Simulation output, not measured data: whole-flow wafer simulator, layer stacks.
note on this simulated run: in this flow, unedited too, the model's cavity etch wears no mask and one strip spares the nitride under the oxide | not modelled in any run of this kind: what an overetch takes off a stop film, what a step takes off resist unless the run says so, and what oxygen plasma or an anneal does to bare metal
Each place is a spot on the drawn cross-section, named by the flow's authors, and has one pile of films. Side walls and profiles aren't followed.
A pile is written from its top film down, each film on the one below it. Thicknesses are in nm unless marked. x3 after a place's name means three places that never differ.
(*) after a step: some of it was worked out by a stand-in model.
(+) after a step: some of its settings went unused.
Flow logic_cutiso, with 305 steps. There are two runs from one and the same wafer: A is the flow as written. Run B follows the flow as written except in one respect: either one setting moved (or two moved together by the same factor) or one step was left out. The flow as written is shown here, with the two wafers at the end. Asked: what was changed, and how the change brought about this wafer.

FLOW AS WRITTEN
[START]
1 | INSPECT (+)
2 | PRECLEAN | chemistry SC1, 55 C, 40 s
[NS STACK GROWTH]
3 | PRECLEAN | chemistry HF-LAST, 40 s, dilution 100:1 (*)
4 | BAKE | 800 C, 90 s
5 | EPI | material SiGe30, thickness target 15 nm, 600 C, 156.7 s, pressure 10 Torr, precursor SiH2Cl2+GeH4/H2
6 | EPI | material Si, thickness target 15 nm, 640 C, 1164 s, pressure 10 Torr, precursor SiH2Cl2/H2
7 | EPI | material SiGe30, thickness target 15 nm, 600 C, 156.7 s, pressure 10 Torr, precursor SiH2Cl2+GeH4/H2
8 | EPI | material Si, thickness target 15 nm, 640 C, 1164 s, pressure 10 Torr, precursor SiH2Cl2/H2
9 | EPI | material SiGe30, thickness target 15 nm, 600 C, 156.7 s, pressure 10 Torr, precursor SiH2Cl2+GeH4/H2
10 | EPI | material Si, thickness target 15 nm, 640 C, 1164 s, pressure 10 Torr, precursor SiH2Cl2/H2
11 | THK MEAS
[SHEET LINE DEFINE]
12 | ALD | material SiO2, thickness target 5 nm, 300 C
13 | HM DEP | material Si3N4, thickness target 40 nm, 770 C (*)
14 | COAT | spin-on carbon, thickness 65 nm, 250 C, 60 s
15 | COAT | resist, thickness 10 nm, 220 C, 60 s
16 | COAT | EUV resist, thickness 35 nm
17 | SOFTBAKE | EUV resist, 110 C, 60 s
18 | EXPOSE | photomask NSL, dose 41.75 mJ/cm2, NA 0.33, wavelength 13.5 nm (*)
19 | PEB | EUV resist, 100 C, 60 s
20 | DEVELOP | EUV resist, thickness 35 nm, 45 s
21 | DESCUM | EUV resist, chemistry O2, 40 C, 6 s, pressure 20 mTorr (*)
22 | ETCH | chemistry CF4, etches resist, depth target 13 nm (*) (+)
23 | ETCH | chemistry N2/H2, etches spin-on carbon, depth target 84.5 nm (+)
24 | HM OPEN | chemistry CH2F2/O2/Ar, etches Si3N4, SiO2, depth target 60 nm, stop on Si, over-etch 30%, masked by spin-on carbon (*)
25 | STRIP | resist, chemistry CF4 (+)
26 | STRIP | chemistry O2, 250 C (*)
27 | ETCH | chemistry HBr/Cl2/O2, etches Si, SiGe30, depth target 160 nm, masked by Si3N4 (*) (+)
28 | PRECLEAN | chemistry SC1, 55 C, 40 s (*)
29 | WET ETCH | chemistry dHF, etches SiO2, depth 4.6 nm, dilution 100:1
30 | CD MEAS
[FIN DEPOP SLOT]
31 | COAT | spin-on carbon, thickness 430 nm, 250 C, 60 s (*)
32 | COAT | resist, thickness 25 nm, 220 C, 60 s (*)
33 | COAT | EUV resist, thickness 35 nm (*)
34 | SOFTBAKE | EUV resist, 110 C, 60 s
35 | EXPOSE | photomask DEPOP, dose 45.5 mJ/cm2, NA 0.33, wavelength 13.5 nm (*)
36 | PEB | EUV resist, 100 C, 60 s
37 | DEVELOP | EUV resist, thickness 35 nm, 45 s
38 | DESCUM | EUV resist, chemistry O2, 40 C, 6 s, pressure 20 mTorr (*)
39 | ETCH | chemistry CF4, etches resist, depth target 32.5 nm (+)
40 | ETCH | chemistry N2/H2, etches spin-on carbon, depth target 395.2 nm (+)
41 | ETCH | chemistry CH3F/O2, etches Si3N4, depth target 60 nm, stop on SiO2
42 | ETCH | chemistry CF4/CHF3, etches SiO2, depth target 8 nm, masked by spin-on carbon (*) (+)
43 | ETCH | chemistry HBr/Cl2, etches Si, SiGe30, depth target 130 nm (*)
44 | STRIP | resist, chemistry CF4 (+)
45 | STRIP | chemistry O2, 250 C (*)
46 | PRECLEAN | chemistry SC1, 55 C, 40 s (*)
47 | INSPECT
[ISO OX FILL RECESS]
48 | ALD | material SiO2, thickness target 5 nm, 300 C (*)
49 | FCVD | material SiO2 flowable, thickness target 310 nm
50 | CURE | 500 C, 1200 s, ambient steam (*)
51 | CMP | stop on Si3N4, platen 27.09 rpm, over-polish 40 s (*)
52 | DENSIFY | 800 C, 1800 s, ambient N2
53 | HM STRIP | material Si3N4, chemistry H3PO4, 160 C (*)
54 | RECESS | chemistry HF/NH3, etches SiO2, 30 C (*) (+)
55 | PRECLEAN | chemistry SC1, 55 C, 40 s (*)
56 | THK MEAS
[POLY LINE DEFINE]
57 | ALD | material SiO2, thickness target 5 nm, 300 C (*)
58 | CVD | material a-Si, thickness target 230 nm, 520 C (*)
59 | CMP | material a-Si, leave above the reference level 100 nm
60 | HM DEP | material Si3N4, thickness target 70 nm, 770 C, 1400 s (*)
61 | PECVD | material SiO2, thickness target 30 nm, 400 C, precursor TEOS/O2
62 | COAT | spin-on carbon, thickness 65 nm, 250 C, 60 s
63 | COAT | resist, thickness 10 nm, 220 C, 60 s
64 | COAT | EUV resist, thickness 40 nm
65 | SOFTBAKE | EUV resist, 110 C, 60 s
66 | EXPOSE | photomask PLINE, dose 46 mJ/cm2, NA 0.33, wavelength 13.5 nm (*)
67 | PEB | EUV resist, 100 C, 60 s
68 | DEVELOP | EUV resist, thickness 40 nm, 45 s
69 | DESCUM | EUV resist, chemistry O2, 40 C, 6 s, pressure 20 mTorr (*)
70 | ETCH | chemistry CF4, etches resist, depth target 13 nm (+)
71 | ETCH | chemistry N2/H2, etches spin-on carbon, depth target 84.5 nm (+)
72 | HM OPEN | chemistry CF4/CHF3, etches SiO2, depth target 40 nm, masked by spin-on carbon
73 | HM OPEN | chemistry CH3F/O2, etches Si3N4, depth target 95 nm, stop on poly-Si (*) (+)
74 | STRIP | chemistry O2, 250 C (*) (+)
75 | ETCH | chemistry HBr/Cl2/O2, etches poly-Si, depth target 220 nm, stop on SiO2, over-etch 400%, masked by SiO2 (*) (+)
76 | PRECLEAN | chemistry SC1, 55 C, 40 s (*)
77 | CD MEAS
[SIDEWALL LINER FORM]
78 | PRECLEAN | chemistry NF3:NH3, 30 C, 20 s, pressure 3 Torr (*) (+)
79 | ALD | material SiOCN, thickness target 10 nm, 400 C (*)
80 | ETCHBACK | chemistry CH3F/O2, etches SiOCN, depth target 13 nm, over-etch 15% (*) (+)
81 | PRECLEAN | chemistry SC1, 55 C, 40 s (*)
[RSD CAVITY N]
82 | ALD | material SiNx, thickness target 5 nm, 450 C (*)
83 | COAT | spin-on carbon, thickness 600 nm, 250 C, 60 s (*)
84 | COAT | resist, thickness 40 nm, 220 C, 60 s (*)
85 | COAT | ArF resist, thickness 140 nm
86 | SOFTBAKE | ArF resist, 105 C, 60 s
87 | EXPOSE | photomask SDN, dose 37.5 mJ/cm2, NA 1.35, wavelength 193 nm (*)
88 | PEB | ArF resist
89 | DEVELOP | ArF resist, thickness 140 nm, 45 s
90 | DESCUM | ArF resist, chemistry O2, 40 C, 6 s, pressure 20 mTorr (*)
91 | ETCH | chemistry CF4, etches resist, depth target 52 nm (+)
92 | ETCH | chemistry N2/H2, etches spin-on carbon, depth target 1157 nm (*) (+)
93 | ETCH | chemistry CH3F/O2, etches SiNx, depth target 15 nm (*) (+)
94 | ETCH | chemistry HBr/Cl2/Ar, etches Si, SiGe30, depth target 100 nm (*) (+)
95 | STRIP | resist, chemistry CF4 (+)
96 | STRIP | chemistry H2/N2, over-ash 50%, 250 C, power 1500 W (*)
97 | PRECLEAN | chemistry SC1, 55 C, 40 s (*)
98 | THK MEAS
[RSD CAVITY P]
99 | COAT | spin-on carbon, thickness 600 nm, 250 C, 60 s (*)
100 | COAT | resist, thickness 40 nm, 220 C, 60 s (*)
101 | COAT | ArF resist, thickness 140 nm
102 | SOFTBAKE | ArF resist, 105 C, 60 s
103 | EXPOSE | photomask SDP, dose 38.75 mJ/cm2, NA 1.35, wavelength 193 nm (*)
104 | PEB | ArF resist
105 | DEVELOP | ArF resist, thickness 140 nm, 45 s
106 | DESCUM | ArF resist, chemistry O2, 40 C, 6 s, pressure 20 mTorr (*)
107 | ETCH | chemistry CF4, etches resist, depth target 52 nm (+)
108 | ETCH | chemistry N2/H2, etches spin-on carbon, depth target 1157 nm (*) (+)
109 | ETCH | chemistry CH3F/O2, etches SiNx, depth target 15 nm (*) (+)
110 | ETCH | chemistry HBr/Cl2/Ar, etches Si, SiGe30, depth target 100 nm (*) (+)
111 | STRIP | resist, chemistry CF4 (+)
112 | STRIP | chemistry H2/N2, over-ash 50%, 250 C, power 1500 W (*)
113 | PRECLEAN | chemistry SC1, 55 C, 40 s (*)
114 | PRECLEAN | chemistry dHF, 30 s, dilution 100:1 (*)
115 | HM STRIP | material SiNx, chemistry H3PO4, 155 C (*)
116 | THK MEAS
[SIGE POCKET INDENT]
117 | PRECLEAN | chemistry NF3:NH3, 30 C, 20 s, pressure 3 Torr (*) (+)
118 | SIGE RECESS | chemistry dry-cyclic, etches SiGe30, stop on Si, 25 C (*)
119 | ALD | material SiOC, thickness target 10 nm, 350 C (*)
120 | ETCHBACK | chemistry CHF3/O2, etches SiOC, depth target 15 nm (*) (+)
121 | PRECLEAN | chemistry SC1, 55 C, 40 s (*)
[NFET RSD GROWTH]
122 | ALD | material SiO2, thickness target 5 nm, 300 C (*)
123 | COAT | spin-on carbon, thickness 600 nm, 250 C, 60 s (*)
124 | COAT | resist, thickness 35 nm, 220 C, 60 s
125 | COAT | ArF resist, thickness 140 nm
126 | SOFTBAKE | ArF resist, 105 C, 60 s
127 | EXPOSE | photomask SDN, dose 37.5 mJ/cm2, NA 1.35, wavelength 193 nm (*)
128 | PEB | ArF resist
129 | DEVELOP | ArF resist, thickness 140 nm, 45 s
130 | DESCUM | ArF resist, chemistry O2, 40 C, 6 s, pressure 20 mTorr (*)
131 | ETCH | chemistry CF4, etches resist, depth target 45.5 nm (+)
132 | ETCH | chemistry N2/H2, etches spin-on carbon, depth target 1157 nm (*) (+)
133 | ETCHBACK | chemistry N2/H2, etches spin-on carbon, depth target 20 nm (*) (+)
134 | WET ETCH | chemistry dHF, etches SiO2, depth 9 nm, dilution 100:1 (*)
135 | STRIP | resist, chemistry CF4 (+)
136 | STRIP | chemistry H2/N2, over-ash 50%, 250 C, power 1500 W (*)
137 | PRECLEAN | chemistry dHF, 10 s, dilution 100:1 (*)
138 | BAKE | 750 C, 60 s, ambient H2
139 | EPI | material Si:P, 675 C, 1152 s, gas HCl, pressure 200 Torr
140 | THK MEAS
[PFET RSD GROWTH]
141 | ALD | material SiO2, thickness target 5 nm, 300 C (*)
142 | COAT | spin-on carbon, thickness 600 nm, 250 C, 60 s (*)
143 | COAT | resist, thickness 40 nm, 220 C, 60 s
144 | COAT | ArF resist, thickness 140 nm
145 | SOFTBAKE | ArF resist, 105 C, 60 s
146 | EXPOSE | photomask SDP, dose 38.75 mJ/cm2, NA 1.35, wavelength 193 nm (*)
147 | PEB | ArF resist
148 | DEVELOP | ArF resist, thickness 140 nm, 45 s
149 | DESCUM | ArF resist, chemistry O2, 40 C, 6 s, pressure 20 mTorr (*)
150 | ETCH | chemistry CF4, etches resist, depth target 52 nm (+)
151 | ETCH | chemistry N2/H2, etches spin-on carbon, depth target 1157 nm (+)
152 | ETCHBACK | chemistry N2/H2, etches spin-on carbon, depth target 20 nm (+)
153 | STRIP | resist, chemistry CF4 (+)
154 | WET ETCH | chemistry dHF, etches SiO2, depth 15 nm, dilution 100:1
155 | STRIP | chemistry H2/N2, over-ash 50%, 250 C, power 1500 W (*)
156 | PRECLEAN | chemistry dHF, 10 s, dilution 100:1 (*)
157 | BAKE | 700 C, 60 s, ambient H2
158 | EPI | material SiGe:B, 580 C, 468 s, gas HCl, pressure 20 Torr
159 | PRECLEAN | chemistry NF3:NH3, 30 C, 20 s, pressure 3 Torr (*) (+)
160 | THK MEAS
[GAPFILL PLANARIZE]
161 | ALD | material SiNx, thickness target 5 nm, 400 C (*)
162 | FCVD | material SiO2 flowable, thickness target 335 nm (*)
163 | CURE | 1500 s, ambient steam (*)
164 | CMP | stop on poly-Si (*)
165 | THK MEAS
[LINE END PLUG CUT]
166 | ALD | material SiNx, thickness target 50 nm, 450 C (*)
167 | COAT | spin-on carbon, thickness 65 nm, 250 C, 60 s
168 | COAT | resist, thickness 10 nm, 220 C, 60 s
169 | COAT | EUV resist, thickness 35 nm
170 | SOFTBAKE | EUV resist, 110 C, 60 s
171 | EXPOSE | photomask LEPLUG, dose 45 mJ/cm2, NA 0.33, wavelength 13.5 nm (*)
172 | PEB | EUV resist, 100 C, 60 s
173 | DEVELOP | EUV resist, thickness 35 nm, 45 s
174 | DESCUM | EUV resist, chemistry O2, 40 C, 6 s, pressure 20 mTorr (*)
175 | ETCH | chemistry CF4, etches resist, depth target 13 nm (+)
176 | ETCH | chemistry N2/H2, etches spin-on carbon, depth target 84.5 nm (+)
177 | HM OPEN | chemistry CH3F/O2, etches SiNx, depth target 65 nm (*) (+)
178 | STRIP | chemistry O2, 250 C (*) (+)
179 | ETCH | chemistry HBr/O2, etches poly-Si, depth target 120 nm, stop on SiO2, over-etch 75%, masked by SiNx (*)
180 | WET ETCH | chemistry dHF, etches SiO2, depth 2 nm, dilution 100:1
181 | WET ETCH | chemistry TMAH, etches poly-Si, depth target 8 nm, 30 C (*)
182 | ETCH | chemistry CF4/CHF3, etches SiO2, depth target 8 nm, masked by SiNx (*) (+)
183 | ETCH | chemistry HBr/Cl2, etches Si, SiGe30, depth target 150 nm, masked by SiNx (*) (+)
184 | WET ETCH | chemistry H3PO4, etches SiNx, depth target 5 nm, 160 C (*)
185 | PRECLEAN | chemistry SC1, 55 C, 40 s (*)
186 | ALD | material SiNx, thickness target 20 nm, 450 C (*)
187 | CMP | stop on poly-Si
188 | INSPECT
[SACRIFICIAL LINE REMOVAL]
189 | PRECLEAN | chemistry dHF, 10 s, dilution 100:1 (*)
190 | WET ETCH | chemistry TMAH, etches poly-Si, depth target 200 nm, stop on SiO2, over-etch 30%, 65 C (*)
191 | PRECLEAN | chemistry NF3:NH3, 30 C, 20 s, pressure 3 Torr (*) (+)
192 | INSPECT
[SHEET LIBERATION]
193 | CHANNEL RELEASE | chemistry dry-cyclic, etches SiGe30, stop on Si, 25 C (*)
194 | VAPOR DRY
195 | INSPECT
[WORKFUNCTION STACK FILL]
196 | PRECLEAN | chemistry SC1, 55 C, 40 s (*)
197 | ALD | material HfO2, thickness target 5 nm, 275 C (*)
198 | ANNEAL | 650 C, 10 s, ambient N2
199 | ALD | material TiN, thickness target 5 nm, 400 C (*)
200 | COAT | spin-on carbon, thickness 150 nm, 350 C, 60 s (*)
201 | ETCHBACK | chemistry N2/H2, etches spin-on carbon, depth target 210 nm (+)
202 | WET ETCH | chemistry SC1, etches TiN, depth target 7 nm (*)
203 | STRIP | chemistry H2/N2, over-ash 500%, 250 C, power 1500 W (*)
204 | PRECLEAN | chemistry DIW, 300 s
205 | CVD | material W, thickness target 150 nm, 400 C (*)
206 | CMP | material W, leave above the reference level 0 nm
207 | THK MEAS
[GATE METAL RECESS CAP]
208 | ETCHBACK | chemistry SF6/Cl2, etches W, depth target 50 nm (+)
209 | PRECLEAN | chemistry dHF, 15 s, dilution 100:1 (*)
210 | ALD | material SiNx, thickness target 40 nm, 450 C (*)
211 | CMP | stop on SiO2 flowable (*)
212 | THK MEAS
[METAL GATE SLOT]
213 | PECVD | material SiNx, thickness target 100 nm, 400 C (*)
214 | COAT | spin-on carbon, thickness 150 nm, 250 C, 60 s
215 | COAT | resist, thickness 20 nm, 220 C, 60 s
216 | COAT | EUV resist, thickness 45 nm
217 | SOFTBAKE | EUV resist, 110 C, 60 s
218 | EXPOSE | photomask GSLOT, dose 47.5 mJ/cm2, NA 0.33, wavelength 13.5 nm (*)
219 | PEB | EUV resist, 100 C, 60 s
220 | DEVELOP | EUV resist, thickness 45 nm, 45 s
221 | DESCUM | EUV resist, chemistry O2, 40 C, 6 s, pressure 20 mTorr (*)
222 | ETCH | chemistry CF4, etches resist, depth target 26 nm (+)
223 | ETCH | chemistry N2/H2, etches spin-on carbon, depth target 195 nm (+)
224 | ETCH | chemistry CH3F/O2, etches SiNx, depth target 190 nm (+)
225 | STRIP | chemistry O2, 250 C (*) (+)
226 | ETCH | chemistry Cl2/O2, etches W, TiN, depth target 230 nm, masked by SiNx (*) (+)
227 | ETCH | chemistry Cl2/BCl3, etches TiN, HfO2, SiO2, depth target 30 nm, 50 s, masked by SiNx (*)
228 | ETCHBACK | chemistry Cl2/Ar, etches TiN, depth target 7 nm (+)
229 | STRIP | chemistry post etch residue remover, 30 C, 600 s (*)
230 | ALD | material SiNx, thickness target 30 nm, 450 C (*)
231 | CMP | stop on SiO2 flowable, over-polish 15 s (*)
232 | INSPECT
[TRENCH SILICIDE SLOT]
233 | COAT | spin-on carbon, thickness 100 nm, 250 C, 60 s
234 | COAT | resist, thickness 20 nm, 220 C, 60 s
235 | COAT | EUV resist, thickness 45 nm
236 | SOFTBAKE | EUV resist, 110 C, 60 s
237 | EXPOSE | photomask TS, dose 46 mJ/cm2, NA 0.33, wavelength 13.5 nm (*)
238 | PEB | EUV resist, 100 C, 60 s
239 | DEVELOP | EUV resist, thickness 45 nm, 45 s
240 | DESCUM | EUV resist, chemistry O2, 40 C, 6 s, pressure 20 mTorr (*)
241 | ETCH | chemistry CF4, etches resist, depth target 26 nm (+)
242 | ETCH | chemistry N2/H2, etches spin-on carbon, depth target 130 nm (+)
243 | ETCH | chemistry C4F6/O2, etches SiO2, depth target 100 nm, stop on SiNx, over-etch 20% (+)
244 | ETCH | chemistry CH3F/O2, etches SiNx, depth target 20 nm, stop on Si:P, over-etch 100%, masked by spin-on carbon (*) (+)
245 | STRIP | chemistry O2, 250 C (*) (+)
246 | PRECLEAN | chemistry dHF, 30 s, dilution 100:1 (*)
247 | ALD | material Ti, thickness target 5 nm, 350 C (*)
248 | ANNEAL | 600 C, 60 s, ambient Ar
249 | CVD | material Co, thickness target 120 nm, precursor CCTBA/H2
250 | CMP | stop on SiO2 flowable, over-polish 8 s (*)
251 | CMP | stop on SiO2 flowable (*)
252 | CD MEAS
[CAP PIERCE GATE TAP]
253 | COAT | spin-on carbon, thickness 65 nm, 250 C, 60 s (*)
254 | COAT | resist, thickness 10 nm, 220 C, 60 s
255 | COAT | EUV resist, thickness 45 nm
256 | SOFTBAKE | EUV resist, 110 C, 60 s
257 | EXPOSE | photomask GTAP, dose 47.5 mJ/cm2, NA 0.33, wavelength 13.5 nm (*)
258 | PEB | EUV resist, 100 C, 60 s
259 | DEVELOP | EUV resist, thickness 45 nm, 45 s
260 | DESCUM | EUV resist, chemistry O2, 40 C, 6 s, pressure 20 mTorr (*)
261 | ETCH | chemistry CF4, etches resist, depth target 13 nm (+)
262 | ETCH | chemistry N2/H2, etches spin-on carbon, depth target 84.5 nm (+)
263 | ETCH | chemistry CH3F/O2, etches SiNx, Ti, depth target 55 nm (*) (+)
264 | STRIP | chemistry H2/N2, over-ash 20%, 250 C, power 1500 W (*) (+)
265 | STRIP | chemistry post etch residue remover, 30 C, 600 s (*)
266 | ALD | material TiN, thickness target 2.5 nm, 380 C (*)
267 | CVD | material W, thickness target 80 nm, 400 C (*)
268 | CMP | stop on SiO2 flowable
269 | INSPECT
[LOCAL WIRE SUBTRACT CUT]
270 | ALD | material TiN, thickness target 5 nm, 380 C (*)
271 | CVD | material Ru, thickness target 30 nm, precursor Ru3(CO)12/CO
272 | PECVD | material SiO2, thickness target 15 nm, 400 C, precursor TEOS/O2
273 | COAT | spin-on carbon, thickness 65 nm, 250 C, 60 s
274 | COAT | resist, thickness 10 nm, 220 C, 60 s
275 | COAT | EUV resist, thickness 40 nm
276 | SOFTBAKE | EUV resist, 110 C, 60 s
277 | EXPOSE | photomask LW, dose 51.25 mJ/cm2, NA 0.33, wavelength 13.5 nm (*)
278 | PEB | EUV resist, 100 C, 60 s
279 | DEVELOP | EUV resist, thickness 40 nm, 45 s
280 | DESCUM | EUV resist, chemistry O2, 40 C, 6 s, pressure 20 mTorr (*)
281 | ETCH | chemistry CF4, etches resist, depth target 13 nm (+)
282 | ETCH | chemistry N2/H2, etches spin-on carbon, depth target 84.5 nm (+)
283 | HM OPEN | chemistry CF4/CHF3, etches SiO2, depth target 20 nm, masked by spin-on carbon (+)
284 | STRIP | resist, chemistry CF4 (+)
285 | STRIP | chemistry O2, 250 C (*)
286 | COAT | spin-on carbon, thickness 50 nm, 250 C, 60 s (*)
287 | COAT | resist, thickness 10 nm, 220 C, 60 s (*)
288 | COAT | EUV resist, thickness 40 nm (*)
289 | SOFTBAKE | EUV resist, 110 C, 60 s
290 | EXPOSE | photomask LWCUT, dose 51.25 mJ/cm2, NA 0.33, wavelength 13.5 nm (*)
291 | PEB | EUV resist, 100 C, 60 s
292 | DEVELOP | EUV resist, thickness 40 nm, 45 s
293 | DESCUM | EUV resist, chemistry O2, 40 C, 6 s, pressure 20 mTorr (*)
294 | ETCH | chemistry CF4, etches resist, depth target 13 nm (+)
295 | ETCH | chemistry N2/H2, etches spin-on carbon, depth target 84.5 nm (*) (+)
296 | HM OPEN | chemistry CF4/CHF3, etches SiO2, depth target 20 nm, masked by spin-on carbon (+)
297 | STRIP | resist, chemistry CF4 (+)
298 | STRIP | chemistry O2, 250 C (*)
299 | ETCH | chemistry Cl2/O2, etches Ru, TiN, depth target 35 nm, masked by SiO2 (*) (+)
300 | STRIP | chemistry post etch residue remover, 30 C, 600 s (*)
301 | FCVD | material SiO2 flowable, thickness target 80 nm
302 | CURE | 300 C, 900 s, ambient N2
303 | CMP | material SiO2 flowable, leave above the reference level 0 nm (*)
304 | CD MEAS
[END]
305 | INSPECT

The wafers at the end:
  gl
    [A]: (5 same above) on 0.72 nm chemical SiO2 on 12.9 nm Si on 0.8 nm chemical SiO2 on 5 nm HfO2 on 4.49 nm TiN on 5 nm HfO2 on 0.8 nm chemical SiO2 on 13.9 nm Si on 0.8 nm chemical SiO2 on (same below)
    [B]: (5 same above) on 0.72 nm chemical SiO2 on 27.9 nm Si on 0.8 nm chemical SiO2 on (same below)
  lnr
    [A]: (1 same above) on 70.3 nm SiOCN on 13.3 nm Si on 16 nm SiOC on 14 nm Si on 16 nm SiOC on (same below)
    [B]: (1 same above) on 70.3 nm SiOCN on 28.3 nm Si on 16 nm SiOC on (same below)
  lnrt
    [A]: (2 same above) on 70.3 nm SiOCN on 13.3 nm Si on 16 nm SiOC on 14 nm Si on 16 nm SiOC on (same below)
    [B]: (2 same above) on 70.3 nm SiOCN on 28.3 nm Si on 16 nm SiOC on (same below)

Cause: step 9, EPI: material SiGe30, thickness target 15 nm, 600 C, 156.7 s, pressure 10 Torr, precursor SiH2Cl2+GeH4/H2, was skipped.

The path from the change to this, step by step:
  10 | EPI | material Si, thickness target 15 nm, 640 C, 1164 s, pressure 10 Torr, precursor SiH2Cl2/H2
      depop, dpovl, gfld and 19 more: A +15 Si (new film) | B +15 Si
  27 | ETCH | chemistry HBr/Cl2/O2, etches Si, SiGe30, depth target 160 nm, masked by Si3N4 (*) (+)
      gfld, gxf, iso, lnri: A -0.79 chemical SiO2 (all of it), -11.4 Si (all of it), -15 SiGe30 (all of it), -15 Si (all of it), -15 SiGe30 (all of it), -15 Si (all of it), -15 SiGe30 (all of it), -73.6 Si | B -0.79 chemical SiO2 (all of it), -26.4 Si (all of it), -15 SiGe30 (all of it), -15 Si (all of it), -15 SiGe30 (all of it), -88.6 Si
      dpovl, nsgap: A -0.79 chemical SiO2 (all of it), -11.8 Si (all of it), -15 SiGe30 (all of it), -15 Si (all of it), -15 SiGe30 (all of it), -15 Si (all of it), -15 SiGe30 (all of it), -73.2 Si | B -0.79 chemical SiO2 (all of it), -26.8 Si (all of it), -15 SiGe30 (all of it), -15 Si (all of it), -15 SiGe30 (all of it), -88.2 Si
      (as well as at 1 more place)
  43 | ETCH | chemistry HBr/Cl2, etches Si, SiGe30, depth target 130 nm (*)
      depop: A -14 Si (all of it), -15 SiGe30 (all of it), -15 Si (all of it), -15 SiGe30 (all of it), -15 Si (all of it), -15 SiGe30 (all of it), -41 Si | B -29 Si (all of it), -15 SiGe30 (all of it), -15 Si (all of it), -15 SiGe30 (all of it), -56 Si
  94 | ETCH | chemistry HBr/Cl2/Ar, etches Si, SiGe30, depth target 100 nm (*) (+)
      rsdn, rsdx: A -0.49 chemical SiO2 (all of it), -12.8 Si (all of it), -15 SiGe30 (all of it), -15 Si (all of it), -15 SiGe30 (all of it), -15 Si (all of it), -15 SiGe30 (all of it), -12.2 Si | B -0.49 chemical SiO2 (all of it), -27.8 Si (all of it), -15 SiGe30 (all of it), -15 Si (all of it), -15 SiGe30 (all of it), -27.2 Si
  110 | ETCH | chemistry HBr/Cl2/Ar, etches Si, SiGe30, depth target 100 nm (*) (+)
      rsdp, rsdw: A -0.49 chemical SiO2 (all of it), -12.8 Si (all of it), -15 SiGe30 (all of it), -15 Si (all of it), -15 SiGe30 (all of it), -15 Si (all of it), -15 SiGe30 (all of it), -12.2 Si | B -0.49 chemical SiO2 (all of it), -27.8 Si (all of it), -15 SiGe30 (all of it), -15 Si (all of it), -15 SiGe30 (all of it), -27.2 Si
  118 | SIGE RECESS | chemistry dry-cyclic, etches SiGe30, stop on Si, 25 C (*)
      lnr, lnrp, lnrt: A -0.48 SiOCN, -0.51 Si, +16 cavity (new film), -15 SiGe30 (all of it), -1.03 Si, +16 cavity (new film), -15 SiGe30 (all of it), -1.03 Si, +16 cavity (new film), -15 SiGe30 (all of it), -0.51 Si | B -0.48 SiOCN, -0.51 Si, +16 cavity (new film), -15 SiGe30 (all of it), -1.03 Si, +16 cavity (new film), -15 SiGe30 (all of it), -0.51 Si
  119 | ALD | material SiOC, thickness target 10 nm, 350 C (*)
      lnr, lnrp, lnrt: A +10 SiOC (new film), +16 SiOC (new film), -16 cavity (all of it), +16 SiOC (new film), -16 cavity (all of it), +16 SiOC (new film), -16 cavity (all of it) | B +10 SiOC (new film), +16 SiOC (new film), -16 cavity (all of it), +16 SiOC (new film), -16 cavity (all of it)
  183 | ETCH | chemistry HBr/Cl2, etches Si, SiGe30, depth target 150 nm, masked by SiNx (*) (+)
      plug: A -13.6 Si (all of it), -15 SiGe30 (all of it), -15 Si (all of it), -15 SiGe30 (all of it), -15 Si (all of it), -15 SiGe30 (all of it), -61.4 Si | B -28.6 Si (all of it), -15 SiGe30 (all of it), -15 Si (all of it), -15 SiGe30 (all of it), -76.4 Si
  193 | CHANNEL RELEASE | chemistry dry-cyclic, etches SiGe30, stop on Si, 25 C (*)
      gl, glp, gxn, gxp, ns, tap: A +0.8 chemical SiO2 (new film), -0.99 Si, +0.8 chemical SiO2 (new film), +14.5 cavity (new film), +0.8 chemical SiO2 (new film), -15 SiGe30 (all of it), -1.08 Si, +0.8 chemical SiO2 (new film), +14.5 cavity (new film), +0.8 chemical SiO2 (new film), -15 SiGe30 (all of it), -1.08 Si, +0.8 chemical SiO2 (new film), +14.5 cavity (new film), +0.8 chemical SiO2 (new film), -15 SiGe30 (all of it), -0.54 Si | B +0.8 chemical SiO2 (new film), -0.99 Si, +0.8 chemical SiO2 (new film), +14.5 cavity (new film), +0.8 chemical SiO2 (new film), -15 SiGe30 (all of it), -1.08 Si, +0.8 chemical SiO2 (new film), +14.5 cavity (new film), +0.8 chemical SiO2 (new film), -15 SiGe30 (all of it), -0.54 Si
  197 | ALD | material HfO2, thickness target 5 nm, 275 C (*)
      gl, glp, gxn, gxp, ns, tap: A +5 HfO2 (new film), +5 HfO2 (new film), -10 cavity, +5 HfO2 (new film), +5 HfO2 (new film), -10 cavity, +5 HfO2 (new film), +5 HfO2 (new film), -10 cavity, +5 HfO2 (new film) | B +5 HfO2 (new film), +5 HfO2 (new film), -10 cavity, +5 HfO2 (new film), +5 HfO2 (new film), -10 cavity, +5 HfO2 (new film)
  199 | ALD | material TiN, thickness target 5 nm, 400 C (*)
      gl, glp, tap: A +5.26 TiN (new film), +4.49 TiN (new film), -4.49 cavity (all of it), +4.49 TiN (new film), -4.49 cavity (all of it), +4.49 TiN (new film), -4.49 cavity (all of it) | B +5.26 TiN (new film), +4.49 TiN (new film), -4.49 cavity (all of it), +4.49 TiN (new film), -4.49 cavity (all of it)
      gxn, gxp, ns: A +5 TiN (new film), +4.49 TiN (new film), -4.49 cavity (all of it), +4.49 TiN (new film), -4.49 cavity (all of it), +4.49 TiN (new film), -4.49 cavity (all of it) | B +5 TiN (new film), +4.49 TiN (new film), -4.49 cavity (all of it), +4.49 TiN (new film), -4.49 cavity (all of it)
Taking metal films that touch as one body, gl has 3 bodies (between them, from the top down: HfO2 5 / chemical SiO2 0.72 / Si 27.9 / chemical SiO2 0.8 / HfO2 5; HfO2 5 / chemical SiO2 0.8 / Si 13.9 / chemical SiO2 0.8 / HfO2 5); the flow as written gives 4 bodies (between them, from the top down: HfO2 5 / chemical SiO2 0.72 / Si 12.9 / chemical SiO2 0.8 / HfO2 5; HfO2 5 / chemical SiO2 0.8 / Si 13.9 / chemical SiO2 0.8 / HfO2 5; HfO2 5 / chemical SiO2 0.8 / Si 13.9 / chemical SiO2 0.8 / HfO2 5).
